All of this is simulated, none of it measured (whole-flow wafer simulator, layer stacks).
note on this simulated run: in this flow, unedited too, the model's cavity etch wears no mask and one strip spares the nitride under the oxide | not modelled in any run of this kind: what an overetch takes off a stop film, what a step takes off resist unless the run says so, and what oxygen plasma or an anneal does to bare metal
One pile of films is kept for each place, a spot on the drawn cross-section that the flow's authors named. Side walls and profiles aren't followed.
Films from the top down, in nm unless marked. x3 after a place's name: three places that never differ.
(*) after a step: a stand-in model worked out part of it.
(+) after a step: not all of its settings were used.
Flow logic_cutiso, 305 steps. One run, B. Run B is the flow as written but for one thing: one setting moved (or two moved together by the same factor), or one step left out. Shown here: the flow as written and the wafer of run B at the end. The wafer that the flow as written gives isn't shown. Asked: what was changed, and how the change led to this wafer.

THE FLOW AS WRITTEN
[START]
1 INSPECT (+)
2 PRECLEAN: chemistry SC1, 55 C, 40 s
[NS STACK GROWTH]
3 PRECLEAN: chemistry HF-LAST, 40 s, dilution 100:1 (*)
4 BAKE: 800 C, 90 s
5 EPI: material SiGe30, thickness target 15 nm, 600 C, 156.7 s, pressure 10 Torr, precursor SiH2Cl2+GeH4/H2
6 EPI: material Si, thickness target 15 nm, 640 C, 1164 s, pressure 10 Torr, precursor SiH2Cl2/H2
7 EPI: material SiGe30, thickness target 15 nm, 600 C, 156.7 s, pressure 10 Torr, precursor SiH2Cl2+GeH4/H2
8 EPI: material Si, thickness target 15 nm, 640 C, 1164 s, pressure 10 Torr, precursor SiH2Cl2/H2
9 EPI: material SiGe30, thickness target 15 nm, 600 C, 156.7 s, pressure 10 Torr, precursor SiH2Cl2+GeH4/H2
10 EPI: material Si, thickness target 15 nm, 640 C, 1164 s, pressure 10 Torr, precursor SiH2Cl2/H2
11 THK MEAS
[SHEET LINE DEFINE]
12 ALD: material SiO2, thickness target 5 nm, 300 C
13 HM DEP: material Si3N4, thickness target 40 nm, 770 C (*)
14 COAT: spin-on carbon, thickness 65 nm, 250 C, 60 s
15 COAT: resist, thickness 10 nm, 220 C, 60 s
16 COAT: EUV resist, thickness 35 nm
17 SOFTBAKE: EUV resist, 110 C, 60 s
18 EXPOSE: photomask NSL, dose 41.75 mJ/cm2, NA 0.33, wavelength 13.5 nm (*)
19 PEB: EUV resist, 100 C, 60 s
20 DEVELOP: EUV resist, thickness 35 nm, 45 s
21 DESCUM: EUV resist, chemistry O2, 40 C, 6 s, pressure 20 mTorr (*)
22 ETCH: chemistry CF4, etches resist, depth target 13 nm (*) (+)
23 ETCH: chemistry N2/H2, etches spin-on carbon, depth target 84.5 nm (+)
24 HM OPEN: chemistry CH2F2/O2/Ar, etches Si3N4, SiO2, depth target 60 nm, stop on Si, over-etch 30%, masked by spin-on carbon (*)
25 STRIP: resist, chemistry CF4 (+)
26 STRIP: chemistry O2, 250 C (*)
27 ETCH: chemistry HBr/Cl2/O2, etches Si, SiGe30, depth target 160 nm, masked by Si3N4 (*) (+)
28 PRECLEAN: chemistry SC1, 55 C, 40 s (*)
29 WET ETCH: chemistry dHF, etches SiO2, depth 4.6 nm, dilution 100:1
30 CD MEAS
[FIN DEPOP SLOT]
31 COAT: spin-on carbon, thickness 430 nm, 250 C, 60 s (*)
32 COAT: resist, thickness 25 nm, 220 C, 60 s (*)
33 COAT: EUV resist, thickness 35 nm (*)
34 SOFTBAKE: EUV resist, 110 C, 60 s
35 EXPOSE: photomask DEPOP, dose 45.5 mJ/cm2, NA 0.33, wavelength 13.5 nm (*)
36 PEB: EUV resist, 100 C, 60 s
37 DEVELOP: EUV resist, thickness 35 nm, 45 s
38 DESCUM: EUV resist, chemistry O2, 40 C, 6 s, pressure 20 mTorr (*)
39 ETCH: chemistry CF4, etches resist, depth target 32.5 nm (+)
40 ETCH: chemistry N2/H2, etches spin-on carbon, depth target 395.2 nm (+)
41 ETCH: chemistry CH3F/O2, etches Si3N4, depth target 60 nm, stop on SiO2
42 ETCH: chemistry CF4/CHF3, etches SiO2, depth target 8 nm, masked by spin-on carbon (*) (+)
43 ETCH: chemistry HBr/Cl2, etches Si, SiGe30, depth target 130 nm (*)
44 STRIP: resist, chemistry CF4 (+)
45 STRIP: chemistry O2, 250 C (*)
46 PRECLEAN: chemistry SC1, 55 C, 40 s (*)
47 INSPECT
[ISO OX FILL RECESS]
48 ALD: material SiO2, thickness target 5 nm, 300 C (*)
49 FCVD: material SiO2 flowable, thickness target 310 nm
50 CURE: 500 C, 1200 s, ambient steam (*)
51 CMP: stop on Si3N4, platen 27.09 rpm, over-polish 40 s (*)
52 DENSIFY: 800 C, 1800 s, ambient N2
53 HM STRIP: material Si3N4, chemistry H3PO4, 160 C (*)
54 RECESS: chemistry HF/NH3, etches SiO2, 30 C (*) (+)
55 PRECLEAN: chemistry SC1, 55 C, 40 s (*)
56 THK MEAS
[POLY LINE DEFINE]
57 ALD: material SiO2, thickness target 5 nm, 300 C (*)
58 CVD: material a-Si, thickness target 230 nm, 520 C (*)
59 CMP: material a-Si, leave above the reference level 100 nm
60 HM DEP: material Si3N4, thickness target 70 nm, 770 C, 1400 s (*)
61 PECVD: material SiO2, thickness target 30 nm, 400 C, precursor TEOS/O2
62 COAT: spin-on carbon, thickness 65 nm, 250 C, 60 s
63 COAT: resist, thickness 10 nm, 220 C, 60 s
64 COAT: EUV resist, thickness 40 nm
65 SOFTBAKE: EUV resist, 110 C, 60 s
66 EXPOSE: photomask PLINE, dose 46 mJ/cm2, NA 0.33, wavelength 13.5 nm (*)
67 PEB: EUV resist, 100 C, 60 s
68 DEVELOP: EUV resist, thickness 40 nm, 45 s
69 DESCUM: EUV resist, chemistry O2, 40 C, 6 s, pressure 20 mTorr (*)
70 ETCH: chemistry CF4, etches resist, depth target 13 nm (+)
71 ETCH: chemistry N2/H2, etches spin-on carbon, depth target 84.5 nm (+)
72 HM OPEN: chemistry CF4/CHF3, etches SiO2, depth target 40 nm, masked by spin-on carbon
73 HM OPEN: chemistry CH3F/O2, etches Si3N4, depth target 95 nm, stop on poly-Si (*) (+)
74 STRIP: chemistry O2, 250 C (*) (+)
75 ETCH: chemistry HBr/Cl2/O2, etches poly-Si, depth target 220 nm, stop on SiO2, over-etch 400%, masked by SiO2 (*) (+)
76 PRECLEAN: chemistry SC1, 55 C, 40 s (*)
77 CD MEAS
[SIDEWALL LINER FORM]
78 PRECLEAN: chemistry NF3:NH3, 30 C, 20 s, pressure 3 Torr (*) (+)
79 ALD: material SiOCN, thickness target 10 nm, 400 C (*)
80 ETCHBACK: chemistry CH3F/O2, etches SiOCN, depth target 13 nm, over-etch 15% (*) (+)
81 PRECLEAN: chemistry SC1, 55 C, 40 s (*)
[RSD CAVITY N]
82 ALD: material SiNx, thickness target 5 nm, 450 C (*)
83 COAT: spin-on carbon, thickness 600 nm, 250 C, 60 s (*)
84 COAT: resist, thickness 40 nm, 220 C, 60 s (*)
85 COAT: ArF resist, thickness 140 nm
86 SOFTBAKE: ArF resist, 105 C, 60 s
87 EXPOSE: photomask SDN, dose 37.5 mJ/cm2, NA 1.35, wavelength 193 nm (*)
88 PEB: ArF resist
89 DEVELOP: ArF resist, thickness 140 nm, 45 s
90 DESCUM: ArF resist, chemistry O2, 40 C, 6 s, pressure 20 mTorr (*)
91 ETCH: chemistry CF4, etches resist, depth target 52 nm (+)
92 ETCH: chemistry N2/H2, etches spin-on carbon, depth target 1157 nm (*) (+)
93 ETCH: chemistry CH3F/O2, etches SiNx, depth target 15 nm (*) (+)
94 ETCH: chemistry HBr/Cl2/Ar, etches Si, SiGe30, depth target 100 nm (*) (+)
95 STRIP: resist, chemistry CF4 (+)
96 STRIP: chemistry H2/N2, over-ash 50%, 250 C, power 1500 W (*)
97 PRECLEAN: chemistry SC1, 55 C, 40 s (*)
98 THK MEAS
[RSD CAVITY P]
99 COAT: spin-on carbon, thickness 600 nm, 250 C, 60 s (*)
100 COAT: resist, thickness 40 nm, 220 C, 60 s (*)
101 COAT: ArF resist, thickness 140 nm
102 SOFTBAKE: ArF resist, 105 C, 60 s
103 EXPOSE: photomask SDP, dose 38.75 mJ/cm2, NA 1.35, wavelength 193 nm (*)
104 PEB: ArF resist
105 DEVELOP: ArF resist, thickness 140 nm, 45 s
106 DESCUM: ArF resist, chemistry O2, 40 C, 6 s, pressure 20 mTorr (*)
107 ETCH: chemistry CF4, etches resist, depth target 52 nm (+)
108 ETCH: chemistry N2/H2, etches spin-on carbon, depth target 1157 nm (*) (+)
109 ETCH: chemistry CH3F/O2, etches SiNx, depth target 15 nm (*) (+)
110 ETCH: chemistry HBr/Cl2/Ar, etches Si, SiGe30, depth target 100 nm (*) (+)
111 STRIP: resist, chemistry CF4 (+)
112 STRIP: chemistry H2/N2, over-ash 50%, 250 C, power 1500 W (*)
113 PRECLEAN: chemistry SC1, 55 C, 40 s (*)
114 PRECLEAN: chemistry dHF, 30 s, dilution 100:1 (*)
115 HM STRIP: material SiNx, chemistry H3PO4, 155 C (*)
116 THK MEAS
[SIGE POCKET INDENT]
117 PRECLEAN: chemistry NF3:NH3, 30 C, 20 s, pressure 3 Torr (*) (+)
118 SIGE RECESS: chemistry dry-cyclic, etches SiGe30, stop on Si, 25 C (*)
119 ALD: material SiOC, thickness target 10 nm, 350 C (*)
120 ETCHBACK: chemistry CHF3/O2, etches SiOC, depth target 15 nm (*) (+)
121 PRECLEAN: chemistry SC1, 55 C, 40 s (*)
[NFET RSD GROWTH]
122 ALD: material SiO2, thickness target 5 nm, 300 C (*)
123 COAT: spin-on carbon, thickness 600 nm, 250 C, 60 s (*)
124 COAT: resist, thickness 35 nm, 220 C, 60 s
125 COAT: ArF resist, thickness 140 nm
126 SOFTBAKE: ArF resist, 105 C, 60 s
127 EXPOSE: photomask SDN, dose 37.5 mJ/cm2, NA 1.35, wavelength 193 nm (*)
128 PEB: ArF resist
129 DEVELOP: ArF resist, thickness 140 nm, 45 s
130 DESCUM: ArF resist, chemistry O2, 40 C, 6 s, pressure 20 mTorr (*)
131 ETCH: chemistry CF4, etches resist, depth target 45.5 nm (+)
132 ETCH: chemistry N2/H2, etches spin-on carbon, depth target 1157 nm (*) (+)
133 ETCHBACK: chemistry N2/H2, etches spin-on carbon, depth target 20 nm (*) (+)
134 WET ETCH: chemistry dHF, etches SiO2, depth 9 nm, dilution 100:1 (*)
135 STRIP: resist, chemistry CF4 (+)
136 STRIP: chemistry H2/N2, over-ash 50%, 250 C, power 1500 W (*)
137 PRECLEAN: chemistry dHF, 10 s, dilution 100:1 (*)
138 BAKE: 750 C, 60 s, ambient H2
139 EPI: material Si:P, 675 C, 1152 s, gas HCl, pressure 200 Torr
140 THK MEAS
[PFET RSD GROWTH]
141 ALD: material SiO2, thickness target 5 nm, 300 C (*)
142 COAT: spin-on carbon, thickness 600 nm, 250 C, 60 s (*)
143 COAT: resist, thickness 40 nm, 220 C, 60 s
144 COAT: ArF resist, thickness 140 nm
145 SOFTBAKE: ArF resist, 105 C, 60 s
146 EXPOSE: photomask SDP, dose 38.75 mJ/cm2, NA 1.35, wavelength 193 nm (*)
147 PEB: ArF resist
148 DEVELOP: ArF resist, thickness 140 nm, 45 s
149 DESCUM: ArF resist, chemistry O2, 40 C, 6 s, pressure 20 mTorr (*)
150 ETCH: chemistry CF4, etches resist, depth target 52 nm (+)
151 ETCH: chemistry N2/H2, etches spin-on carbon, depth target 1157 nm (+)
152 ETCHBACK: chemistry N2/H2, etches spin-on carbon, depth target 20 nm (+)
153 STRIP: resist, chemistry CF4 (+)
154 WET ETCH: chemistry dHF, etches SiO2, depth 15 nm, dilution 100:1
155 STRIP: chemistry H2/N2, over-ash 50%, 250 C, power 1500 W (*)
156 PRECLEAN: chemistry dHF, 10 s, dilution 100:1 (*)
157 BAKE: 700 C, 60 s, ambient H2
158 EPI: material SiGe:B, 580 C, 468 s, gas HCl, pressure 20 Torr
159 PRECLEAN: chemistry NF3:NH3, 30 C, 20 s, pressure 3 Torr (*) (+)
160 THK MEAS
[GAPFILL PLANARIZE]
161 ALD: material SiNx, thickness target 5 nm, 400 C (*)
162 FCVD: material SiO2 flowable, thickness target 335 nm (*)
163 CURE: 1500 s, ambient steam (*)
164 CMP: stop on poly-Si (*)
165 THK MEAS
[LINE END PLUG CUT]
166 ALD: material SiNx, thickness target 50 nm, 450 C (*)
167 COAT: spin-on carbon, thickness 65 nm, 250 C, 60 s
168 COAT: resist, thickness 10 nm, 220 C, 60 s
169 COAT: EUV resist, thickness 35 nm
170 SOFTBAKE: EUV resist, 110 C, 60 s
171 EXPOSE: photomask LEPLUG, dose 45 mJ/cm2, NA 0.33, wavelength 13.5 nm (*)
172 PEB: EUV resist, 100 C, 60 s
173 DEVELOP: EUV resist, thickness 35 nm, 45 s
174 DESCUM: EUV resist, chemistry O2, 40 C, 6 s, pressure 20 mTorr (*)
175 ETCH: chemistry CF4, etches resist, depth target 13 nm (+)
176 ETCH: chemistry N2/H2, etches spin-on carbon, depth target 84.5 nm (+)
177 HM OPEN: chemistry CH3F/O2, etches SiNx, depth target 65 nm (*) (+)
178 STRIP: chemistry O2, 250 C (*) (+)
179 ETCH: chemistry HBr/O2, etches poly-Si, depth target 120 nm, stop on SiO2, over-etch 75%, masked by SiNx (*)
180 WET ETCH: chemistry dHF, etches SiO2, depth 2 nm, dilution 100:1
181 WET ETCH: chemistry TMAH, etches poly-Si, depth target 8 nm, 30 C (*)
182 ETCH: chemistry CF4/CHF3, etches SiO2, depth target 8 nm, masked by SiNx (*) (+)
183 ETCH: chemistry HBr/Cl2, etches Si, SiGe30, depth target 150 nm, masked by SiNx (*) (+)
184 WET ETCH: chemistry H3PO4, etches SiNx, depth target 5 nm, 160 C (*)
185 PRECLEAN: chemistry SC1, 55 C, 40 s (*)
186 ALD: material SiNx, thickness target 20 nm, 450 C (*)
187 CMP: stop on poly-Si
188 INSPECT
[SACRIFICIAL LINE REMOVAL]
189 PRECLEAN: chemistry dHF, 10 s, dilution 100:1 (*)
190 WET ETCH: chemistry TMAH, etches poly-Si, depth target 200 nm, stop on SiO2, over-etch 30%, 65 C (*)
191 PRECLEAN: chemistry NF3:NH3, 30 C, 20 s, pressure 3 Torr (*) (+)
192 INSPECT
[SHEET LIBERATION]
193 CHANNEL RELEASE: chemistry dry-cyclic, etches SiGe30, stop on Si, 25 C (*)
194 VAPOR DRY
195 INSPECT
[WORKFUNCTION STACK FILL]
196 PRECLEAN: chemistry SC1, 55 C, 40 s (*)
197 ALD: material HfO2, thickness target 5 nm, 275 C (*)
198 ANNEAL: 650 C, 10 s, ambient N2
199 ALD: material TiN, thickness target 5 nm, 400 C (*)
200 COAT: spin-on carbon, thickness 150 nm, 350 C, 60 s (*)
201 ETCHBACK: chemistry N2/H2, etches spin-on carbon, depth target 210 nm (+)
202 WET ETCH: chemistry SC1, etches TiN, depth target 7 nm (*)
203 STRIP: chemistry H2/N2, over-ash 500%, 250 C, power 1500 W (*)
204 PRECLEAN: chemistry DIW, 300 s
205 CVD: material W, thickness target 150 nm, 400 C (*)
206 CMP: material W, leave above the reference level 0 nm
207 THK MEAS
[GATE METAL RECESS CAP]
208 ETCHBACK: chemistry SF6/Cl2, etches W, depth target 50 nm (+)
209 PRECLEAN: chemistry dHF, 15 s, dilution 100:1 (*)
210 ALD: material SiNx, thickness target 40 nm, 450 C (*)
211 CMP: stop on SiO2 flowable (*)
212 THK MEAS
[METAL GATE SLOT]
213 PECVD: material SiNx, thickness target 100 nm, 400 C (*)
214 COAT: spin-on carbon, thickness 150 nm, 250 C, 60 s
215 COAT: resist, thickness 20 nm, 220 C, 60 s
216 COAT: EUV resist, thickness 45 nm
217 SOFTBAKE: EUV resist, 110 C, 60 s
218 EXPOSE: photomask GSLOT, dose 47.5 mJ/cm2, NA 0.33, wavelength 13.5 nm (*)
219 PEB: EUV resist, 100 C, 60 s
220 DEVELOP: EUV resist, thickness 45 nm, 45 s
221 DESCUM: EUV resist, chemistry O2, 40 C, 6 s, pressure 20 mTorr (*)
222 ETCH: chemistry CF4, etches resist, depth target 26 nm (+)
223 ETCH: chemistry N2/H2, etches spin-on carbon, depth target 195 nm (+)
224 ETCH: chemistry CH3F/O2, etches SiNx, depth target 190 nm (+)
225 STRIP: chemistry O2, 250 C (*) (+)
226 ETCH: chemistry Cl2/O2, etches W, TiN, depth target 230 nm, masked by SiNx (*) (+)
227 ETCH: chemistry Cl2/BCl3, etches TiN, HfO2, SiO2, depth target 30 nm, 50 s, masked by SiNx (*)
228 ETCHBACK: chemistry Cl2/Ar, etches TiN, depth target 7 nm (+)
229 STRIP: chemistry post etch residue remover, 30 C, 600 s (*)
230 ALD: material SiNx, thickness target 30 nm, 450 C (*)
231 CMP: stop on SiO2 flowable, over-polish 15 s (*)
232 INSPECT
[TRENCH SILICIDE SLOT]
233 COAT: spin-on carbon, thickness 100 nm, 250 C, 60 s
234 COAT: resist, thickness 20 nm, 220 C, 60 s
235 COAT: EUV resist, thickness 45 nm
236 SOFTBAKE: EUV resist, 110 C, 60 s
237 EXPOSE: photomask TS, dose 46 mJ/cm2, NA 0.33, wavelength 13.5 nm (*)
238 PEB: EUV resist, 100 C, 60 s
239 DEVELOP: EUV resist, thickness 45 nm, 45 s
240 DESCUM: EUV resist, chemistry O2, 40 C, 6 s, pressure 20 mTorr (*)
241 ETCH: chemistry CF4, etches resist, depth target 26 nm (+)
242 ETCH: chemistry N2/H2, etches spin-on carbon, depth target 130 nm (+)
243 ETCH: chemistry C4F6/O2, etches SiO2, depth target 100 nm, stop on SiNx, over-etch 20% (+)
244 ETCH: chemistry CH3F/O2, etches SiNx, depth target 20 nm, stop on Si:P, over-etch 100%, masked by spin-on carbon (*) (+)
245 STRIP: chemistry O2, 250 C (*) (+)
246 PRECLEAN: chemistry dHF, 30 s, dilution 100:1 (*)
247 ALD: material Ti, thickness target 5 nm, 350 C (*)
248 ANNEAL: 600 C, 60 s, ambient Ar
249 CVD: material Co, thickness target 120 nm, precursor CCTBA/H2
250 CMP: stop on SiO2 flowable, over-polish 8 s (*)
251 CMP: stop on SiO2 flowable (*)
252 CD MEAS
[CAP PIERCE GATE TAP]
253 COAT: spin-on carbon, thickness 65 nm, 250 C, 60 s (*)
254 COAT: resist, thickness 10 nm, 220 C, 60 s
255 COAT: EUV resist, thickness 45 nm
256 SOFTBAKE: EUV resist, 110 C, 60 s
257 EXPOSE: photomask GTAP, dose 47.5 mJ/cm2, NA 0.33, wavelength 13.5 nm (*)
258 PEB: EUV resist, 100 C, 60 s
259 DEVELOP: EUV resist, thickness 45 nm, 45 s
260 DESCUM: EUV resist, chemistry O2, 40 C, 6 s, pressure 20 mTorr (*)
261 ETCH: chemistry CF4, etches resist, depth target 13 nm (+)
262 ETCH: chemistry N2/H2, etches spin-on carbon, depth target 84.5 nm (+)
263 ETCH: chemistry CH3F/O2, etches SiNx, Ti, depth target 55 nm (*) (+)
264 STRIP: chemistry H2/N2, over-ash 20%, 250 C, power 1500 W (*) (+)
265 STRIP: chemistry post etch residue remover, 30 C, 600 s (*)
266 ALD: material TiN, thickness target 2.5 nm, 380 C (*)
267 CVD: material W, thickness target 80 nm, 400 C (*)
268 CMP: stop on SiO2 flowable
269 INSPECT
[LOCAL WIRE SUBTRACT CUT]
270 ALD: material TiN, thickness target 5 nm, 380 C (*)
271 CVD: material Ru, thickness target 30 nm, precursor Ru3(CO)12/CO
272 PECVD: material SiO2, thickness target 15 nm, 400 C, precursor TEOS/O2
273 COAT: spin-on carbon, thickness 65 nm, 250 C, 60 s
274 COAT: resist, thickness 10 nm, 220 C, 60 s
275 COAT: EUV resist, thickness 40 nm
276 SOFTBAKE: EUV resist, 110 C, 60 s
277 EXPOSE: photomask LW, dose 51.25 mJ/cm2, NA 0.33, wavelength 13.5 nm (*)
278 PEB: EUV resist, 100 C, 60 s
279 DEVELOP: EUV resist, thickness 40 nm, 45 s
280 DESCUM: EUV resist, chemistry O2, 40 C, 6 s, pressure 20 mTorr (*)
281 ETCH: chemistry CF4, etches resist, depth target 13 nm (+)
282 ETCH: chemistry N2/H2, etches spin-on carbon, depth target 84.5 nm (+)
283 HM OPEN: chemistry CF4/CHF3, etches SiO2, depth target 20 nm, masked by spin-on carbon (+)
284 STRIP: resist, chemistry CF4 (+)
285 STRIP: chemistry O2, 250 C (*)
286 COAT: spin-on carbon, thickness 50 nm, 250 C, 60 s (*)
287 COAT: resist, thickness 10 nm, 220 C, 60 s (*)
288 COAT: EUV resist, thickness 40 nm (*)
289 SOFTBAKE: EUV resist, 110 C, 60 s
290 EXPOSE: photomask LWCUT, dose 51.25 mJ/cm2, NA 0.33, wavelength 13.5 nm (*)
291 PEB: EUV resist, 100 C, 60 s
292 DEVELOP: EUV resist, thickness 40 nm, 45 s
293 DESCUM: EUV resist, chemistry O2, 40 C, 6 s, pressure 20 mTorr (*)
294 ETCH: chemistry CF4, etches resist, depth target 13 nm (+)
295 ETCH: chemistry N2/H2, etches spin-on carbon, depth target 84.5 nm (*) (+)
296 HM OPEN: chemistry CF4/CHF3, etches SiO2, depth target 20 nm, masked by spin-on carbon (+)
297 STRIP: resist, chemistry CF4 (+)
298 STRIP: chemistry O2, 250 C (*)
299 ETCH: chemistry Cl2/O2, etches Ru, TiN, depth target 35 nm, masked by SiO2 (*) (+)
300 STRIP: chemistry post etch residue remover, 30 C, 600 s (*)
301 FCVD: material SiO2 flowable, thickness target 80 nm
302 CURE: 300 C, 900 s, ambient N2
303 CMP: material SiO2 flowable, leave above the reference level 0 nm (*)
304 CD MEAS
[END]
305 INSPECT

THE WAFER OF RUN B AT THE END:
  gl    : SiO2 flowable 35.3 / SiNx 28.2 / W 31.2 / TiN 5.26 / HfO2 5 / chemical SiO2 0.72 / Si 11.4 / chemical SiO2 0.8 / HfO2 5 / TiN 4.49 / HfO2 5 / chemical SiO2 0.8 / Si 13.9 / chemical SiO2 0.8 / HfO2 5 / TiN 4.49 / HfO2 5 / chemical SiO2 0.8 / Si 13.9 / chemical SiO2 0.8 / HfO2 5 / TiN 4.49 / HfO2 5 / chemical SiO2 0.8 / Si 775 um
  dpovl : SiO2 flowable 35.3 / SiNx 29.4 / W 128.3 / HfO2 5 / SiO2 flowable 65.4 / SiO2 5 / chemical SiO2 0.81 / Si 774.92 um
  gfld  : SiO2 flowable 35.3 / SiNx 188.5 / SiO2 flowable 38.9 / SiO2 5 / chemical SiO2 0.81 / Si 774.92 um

The cause: step 10, EPI: 1048 s was run, where the flow has 1164 s.

How the change led to this, step by step:
  10 EPI: material Si, thickness target 15 nm, 640 C, 1164 s, pressure 10 Torr, precursor SiH2Cl2/H2
      depop, dpovl, gfld and 19 more: Si +13.5 (new film) (as written it would be: Si +15 (new film))
  27 ETCH: chemistry HBr/Cl2/O2, etches Si, SiGe30, depth target 160 nm, masked by Si3N4 (*) (+)
      gfld, gxf, iso, lnri: chemical SiO2 -0.79 (all of it), Si -9.85 (all of it), SiGe30 -15 (all of it), Si -15 (all of it), SiGe30 -15 (all of it), Si -15 (all of it), SiGe30 -15 (all of it), Si -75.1 (as written it would be: chemical SiO2 -0.79 (all of it), Si -11.4 (all of it), SiGe30 -15 (all of it), Si -15 (all of it), SiGe30 -15 (all of it), Si -15 (all of it), SiGe30 -15 (all of it), Si -73.6)
      dpovl, nsgap: chemical SiO2 -0.79 (all of it), Si -10.3 (all of it), SiGe30 -15 (all of it), Si -15 (all of it), SiGe30 -15 (all of it), Si -15 (all of it), SiGe30 -15 (all of it), Si -74.7 (as written it would be: chemical SiO2 -0.79 (all of it), Si -11.8 (all of it), SiGe30 -15 (all of it), Si -15 (all of it), SiGe30 -15 (all of it), Si -15 (all of it), SiGe30 -15 (all of it), Si -73.2)
      (and at 1 more place)
  43 ETCH: chemistry HBr/Cl2, etches Si, SiGe30, depth target 130 nm (*)
      depop: Si -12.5 (all of it), SiGe30 -15 (all of it), Si -15 (all of it), SiGe30 -15 (all of it), Si -15 (all of it), SiGe30 -15 (all of it), Si -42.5 (as written it would be: Si -14 (all of it), SiGe30 -15 (all of it), Si -15 (all of it), SiGe30 -15 (all of it), Si -15 (all of it), SiGe30 -15 (all of it), Si -41)
  94 ETCH: chemistry HBr/Cl2/Ar, etches Si, SiGe30, depth target 100 nm (*) (+)
      rsdn, rsdx: chemical SiO2 -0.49 (all of it), Si -11.3 (all of it), SiGe30 -15 (all of it), Si -15 (all of it), SiGe30 -15 (all of it), Si -15 (all of it), SiGe30 -15 (all of it), Si -13.7 (as written it would be: chemical SiO2 -0.49 (all of it), Si -12.8 (all of it), SiGe30 -15 (all of it), Si -15 (all of it), SiGe30 -15 (all of it), Si -15 (all of it), SiGe30 -15 (all of it), Si -12.2)
  110 ETCH: chemistry HBr/Cl2/Ar, etches Si, SiGe30, depth target 100 nm (*) (+)
      rsdp, rsdw: chemical SiO2 -0.49 (all of it), Si -11.3 (all of it), SiGe30 -15 (all of it), Si -15 (all of it), SiGe30 -15 (all of it), Si -15 (all of it), SiGe30 -15 (all of it), Si -13.7 (as written it would be: chemical SiO2 -0.49 (all of it), Si -12.8 (all of it), SiGe30 -15 (all of it), Si -15 (all of it), SiGe30 -15 (all of it), Si -15 (all of it), SiGe30 -15 (all of it), Si -12.2)
  183 ETCH: chemistry HBr/Cl2, etches Si, SiGe30, depth target 150 nm, masked by SiNx (*) (+)
      plug: Si -12.1 (all of it), SiGe30 -15 (all of it), Si -15 (all of it), SiGe30 -15 (all of it), Si -15 (all of it), SiGe30 -15 (all of it), Si -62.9 (as written it would be: Si -13.6 (all of it), SiGe30 -15 (all of it), Si -15 (all of it), SiGe30 -15 (all of it), Si -15 (all of it), SiGe30 -15 (all of it), Si -61.4)
